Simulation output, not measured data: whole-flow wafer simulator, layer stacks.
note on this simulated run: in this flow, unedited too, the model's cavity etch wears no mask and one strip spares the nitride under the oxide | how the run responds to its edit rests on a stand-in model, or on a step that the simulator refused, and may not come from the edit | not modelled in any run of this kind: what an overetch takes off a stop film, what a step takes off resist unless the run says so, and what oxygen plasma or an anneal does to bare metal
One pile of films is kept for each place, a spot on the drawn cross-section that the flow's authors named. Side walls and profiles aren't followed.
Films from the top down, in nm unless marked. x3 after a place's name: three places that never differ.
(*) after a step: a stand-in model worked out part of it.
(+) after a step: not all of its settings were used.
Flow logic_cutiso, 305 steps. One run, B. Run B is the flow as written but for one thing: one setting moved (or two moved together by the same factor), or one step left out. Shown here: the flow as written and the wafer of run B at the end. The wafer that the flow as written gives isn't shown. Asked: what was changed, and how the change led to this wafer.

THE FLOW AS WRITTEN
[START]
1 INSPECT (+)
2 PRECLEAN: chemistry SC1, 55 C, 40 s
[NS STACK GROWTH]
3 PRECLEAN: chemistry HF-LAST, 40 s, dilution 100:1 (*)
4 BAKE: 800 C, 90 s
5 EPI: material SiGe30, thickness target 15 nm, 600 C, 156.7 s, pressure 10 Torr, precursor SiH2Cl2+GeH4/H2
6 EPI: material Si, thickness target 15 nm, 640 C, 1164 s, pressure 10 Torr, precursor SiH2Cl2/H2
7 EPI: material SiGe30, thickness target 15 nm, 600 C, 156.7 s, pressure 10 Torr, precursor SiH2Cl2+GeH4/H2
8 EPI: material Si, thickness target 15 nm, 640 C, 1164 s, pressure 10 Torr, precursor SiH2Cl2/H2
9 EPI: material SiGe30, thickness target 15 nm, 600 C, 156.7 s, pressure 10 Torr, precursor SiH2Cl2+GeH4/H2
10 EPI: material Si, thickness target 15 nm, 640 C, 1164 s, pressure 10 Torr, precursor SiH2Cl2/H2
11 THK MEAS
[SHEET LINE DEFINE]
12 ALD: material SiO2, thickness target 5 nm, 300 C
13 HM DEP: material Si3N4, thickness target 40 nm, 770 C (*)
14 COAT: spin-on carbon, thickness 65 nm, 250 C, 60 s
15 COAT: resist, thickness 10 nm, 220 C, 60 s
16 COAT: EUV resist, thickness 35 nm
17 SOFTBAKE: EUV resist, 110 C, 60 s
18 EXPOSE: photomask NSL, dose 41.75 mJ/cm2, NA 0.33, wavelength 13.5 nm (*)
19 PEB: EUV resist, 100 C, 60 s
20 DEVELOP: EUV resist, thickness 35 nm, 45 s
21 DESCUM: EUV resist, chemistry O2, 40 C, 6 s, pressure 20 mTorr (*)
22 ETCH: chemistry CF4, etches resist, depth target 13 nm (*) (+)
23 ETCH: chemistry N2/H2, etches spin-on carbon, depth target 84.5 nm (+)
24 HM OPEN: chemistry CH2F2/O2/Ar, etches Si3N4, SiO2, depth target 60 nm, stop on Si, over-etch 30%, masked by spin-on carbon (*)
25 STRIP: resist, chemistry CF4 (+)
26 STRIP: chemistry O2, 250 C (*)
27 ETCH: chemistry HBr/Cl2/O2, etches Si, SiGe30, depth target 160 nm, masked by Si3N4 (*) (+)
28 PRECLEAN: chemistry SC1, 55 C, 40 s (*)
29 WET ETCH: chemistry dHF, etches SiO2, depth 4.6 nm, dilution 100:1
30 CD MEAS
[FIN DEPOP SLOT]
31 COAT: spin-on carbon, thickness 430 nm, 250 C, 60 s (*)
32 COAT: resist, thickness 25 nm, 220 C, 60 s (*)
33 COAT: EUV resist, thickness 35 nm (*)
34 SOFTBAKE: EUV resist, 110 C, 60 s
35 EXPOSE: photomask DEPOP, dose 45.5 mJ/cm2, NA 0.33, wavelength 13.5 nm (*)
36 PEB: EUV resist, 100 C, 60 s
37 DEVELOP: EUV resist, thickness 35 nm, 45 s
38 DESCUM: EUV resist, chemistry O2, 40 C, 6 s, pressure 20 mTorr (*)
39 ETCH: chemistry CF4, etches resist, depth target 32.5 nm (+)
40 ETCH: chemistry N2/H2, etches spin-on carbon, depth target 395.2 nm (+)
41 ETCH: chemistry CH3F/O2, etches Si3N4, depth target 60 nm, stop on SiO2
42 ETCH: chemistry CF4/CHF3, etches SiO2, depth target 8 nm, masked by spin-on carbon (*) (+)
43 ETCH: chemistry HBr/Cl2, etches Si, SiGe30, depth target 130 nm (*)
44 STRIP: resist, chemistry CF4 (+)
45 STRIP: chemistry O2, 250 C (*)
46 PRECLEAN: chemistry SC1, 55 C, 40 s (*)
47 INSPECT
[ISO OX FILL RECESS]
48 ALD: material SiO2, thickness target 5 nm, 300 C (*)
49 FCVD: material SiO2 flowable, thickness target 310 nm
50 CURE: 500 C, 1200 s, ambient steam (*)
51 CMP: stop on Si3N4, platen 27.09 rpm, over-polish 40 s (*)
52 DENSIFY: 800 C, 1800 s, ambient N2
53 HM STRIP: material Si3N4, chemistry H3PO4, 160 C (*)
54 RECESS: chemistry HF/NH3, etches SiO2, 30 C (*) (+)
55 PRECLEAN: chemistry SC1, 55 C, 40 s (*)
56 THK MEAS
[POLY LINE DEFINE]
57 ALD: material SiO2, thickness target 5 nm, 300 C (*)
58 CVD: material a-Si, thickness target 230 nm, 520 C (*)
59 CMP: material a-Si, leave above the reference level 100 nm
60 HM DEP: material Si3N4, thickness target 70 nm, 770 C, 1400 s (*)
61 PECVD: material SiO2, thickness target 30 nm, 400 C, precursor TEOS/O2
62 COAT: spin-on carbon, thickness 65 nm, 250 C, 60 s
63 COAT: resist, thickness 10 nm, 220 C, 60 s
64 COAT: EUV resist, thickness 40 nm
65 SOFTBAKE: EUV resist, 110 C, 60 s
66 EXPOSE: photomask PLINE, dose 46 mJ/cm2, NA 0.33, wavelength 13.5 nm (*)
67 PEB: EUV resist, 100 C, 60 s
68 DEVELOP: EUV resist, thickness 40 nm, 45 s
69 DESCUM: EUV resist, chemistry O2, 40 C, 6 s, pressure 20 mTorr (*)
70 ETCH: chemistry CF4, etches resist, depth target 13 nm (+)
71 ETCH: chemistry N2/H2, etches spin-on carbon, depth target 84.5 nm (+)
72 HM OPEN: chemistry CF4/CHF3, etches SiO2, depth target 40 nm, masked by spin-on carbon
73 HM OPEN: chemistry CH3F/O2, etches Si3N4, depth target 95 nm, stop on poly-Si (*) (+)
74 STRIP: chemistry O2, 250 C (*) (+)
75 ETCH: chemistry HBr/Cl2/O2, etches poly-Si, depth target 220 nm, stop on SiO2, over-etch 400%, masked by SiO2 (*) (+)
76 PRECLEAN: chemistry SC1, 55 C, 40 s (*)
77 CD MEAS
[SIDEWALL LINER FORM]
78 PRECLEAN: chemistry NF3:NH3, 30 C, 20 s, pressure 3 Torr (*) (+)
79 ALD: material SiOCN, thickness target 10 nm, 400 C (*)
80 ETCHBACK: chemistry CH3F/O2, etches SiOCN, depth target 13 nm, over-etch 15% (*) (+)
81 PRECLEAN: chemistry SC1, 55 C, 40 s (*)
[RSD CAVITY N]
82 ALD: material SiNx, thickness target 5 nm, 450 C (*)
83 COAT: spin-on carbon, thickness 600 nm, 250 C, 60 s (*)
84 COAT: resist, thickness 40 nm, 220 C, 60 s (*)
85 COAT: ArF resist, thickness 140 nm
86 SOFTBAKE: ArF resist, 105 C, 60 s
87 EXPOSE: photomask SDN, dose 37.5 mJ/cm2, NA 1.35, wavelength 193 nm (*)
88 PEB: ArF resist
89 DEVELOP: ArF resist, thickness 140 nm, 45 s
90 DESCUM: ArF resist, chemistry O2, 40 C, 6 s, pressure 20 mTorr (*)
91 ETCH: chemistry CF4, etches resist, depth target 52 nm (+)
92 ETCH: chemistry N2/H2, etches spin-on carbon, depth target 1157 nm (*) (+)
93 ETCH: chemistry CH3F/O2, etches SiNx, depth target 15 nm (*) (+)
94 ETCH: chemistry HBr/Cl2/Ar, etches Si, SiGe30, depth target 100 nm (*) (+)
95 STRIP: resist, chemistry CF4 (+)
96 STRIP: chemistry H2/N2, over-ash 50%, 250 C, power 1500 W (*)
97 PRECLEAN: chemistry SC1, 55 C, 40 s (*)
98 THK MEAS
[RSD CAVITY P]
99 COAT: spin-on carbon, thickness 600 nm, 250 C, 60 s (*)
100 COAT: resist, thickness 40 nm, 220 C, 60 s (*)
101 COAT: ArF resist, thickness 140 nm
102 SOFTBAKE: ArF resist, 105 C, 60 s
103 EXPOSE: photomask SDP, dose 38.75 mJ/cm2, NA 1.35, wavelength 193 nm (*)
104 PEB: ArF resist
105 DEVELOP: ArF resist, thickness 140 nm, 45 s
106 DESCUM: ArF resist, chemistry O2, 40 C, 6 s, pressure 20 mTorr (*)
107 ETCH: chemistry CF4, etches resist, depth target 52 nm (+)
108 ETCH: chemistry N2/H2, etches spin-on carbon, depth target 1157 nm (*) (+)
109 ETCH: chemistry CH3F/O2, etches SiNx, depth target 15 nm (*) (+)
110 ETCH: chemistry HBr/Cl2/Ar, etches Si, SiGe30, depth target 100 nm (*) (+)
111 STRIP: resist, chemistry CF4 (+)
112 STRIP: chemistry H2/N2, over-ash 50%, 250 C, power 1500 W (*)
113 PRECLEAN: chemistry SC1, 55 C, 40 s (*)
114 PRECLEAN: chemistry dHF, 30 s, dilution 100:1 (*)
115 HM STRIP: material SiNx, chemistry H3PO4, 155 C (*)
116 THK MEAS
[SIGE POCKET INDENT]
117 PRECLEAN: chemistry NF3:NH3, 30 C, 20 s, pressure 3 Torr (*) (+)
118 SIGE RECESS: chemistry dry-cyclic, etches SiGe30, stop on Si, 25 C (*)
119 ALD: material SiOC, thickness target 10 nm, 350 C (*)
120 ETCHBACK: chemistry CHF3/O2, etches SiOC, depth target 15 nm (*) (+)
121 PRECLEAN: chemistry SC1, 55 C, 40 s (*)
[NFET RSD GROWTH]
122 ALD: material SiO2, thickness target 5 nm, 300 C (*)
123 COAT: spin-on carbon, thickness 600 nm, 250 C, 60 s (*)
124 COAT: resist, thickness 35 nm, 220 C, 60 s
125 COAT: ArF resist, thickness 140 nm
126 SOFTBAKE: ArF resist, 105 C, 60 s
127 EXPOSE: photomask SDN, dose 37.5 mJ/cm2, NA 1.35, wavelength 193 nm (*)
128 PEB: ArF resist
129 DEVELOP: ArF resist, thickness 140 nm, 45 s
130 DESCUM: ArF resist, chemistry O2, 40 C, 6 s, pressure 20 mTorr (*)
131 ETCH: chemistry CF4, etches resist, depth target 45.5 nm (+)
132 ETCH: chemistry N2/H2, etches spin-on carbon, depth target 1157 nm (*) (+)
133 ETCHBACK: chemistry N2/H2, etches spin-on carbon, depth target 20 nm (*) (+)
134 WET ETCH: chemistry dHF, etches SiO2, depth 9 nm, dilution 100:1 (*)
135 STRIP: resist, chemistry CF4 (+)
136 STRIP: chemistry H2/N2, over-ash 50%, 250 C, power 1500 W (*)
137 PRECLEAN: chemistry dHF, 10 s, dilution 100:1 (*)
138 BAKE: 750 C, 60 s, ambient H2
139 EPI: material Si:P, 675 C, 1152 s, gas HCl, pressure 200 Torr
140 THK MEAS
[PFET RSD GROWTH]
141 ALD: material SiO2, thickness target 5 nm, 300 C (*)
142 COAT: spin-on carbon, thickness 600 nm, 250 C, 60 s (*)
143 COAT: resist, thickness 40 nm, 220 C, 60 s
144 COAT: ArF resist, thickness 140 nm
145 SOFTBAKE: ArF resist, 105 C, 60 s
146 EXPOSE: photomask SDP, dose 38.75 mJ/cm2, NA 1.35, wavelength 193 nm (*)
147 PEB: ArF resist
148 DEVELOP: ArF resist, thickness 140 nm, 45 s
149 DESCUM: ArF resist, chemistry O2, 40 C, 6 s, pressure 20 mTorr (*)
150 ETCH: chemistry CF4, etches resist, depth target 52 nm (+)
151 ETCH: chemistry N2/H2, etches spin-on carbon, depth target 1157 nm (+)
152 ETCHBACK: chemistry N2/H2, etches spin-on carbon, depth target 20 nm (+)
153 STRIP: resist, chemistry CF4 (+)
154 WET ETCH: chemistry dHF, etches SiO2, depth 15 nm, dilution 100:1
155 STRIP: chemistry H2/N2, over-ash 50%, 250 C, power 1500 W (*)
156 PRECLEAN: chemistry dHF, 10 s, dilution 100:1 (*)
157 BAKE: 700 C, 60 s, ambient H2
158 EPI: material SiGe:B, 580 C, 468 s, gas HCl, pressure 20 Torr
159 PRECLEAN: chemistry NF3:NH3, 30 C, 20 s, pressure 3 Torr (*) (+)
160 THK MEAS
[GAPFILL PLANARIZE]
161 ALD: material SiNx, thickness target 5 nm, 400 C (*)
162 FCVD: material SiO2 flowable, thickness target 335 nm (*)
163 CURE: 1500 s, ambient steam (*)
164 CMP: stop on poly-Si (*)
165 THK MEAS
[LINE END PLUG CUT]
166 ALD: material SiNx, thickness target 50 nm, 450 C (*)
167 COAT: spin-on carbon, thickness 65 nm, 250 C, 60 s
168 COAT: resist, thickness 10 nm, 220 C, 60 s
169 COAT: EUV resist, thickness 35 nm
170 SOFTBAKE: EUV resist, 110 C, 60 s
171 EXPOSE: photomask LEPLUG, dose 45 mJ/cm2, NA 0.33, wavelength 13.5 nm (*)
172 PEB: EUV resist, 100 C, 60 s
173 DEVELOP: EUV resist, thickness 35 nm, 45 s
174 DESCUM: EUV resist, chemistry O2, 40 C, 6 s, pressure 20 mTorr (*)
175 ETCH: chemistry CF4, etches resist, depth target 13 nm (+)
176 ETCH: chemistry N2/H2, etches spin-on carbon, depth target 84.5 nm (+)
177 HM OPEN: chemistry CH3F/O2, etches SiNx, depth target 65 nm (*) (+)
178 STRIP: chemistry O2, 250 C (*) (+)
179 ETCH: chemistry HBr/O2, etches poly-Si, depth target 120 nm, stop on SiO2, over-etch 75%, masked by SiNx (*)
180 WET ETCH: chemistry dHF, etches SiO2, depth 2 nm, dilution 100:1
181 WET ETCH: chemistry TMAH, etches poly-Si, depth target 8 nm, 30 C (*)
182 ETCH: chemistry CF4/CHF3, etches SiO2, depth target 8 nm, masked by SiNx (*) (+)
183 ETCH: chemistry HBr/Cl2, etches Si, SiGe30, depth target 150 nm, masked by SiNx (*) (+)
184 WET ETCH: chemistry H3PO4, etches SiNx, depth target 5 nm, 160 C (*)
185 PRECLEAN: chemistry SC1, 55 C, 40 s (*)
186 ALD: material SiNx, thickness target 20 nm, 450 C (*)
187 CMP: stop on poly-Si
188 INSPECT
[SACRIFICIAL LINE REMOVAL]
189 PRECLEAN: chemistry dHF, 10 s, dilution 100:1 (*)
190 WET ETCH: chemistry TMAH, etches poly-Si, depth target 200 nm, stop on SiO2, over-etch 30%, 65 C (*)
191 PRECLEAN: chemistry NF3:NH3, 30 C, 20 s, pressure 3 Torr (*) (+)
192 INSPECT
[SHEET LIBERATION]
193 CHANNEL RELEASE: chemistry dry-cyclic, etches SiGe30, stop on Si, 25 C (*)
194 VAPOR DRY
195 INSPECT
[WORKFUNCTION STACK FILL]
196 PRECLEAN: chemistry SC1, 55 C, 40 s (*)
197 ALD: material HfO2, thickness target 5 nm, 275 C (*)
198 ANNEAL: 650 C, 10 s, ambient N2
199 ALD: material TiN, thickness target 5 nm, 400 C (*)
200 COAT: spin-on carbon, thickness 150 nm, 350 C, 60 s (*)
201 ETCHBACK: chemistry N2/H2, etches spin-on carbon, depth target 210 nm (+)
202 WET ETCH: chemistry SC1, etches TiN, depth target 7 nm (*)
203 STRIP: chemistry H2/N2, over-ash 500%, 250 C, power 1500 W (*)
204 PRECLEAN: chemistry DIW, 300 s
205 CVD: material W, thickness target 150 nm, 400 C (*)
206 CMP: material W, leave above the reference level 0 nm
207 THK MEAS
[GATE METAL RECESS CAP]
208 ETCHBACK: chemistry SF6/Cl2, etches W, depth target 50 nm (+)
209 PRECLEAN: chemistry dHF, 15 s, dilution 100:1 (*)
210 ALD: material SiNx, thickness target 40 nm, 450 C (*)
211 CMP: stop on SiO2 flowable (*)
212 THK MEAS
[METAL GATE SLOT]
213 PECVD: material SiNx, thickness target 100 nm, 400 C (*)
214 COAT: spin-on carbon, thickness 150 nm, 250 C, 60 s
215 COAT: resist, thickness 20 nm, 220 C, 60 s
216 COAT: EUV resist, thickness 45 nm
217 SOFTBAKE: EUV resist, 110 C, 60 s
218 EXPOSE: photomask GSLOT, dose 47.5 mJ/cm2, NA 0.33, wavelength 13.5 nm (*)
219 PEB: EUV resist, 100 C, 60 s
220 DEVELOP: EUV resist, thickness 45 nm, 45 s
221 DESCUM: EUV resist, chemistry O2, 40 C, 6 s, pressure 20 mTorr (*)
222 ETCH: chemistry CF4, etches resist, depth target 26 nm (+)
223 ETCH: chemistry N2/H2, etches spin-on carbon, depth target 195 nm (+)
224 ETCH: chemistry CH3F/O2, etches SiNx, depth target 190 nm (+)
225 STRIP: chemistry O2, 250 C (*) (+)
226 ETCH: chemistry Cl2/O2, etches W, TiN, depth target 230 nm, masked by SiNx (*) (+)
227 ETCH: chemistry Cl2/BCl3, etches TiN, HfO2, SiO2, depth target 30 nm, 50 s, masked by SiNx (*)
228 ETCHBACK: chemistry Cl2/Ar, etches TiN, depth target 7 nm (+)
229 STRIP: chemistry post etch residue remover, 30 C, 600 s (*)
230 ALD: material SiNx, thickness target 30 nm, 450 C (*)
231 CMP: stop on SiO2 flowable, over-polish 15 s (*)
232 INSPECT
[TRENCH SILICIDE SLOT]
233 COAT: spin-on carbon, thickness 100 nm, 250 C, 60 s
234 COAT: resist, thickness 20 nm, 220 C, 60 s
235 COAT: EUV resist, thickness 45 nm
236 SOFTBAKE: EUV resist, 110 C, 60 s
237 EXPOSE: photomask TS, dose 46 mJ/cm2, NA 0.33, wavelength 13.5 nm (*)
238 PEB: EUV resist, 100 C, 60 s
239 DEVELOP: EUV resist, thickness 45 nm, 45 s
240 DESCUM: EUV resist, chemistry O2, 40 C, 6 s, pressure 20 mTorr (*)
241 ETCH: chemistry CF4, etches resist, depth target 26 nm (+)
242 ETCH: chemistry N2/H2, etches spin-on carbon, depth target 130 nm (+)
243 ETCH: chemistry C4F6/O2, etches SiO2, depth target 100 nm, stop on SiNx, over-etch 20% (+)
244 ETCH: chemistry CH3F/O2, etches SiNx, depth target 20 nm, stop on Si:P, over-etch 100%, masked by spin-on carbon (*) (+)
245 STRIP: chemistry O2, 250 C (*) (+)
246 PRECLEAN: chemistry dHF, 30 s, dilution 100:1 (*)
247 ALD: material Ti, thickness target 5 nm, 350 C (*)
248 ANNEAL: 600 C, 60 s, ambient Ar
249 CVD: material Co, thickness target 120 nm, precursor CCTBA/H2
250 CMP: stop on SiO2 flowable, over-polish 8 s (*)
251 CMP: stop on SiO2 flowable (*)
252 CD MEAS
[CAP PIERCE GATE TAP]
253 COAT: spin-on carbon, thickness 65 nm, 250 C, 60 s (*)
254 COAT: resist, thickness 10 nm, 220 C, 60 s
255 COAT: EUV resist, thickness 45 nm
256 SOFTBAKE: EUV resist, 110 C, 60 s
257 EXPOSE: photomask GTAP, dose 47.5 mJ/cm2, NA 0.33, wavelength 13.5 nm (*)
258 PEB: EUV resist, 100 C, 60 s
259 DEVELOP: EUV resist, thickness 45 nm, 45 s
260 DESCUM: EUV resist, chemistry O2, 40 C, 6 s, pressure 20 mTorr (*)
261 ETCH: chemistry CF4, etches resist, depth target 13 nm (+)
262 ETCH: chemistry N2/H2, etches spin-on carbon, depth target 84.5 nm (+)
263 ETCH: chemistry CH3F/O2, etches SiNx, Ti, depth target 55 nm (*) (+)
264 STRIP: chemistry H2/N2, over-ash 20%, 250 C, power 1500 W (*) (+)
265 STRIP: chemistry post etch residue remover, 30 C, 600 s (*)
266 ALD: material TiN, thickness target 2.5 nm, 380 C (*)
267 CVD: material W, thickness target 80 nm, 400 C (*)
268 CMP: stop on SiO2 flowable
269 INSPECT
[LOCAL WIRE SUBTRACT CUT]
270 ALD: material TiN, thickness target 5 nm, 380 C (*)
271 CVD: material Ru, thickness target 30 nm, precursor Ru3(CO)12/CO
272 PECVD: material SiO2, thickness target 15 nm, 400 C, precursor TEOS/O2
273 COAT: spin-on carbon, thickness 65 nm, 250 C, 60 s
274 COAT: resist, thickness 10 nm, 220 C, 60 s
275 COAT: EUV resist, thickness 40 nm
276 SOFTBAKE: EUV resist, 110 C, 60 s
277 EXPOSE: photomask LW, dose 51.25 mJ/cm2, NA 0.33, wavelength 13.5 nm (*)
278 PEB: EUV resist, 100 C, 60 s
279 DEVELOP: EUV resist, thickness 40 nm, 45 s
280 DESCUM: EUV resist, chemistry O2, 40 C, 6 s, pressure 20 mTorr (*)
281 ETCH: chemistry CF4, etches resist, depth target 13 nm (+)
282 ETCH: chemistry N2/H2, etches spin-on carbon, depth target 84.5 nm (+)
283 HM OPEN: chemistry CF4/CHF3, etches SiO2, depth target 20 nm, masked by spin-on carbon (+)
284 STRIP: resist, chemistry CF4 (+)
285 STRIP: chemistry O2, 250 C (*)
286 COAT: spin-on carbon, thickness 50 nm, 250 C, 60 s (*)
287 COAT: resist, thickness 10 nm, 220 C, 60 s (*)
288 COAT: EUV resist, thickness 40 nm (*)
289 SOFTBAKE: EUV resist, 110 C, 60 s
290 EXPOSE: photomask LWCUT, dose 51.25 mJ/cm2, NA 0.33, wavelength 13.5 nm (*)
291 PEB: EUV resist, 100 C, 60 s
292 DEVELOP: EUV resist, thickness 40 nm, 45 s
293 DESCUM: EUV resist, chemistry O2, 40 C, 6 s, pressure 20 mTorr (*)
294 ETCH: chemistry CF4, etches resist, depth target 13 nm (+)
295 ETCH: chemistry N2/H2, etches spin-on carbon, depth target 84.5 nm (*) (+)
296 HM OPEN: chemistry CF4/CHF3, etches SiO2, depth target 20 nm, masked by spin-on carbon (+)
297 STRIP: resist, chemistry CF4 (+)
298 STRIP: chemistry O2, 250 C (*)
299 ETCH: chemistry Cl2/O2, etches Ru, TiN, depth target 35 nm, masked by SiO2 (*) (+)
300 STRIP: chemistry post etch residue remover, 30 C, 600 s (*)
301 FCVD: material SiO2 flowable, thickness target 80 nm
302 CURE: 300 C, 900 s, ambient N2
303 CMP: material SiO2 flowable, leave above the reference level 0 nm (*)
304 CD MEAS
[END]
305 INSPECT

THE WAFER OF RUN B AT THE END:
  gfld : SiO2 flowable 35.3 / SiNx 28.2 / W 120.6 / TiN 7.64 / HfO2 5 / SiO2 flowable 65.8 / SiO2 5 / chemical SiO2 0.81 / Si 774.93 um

The cause: step 224, ETCH: depth target 85.5 nm was run, where the flow has depth target 190 nm.

How the change led to this, step by step:
  224 ETCH: chemistry CH3F/O2, etches SiNx, depth target 190 nm (+)
      gfld: SiNx -85.5 (as written it would be: SiNx -138.1 (all of it), W -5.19)
      depop, dpovl, gl and 18 more: resist -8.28 (all of it), spin-on carbon -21 (as written it would be: resist -8.28 (all of it), spin-on carbon -70.8)
  225 STRIP: chemistry O2, 250 C (*) (+)
      gl, glp, gxf and 11 more: spin-on carbon -129 (all of it) (as written it would be: spin-on carbon -79.3 (all of it))
      depop, dpovl, isow, ns, nsgap, rsdn, rsdx: spin-on carbon -129 (all of it) (as written it would be: spin-on carbon -79.2 (all of it))
  226 ETCH: chemistry Cl2/O2, etches W, TiN, depth target 230 nm, masked by SiNx (*) (+)
      depop, dpovl, gl and 18 more: nothing (as written it would be: SiNx -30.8)
      gfld: nothing (as written it would be: W -115.4 (all of it), TiN -7.64 (all of it), HfO2 -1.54)
  227 ETCH: chemistry Cl2/BCl3, etches TiN, HfO2, SiO2, depth target 30 nm, 50 s, masked by SiNx (*)
      gfld: SiNx -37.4 (as written it would be: HfO2 -3.46 (all of it), SiO2 flowable -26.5)
  228 ETCHBACK: chemistry Cl2/Ar, etches TiN, depth target 7 nm (+)
      gfld: SiNx -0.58 (as written it would be: SiO2 flowable -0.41)
  230 ALD: material SiNx, thickness target 30 nm, 450 C (*)
      gfld: SiNx +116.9 (as written it would be: SiNx +260.6 (new film))
  231 CMP: stop on SiO2 flowable, over-polish 15 s (*)
      depop, dpovl, gfld and 10 more: SiNx -93.5 (as written it would be: SiNx -62.7)
      lnr, lnri, lnrp, lnrt: SiNx -91.7 (all of it), SiOCN -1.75 (as written it would be: SiNx -61 (all of it), SiOCN -1.75)
      (and at 5 more places)
Counting metal films that touch as one body, gfld has 1 body; the flow as written gives 0 bodies.
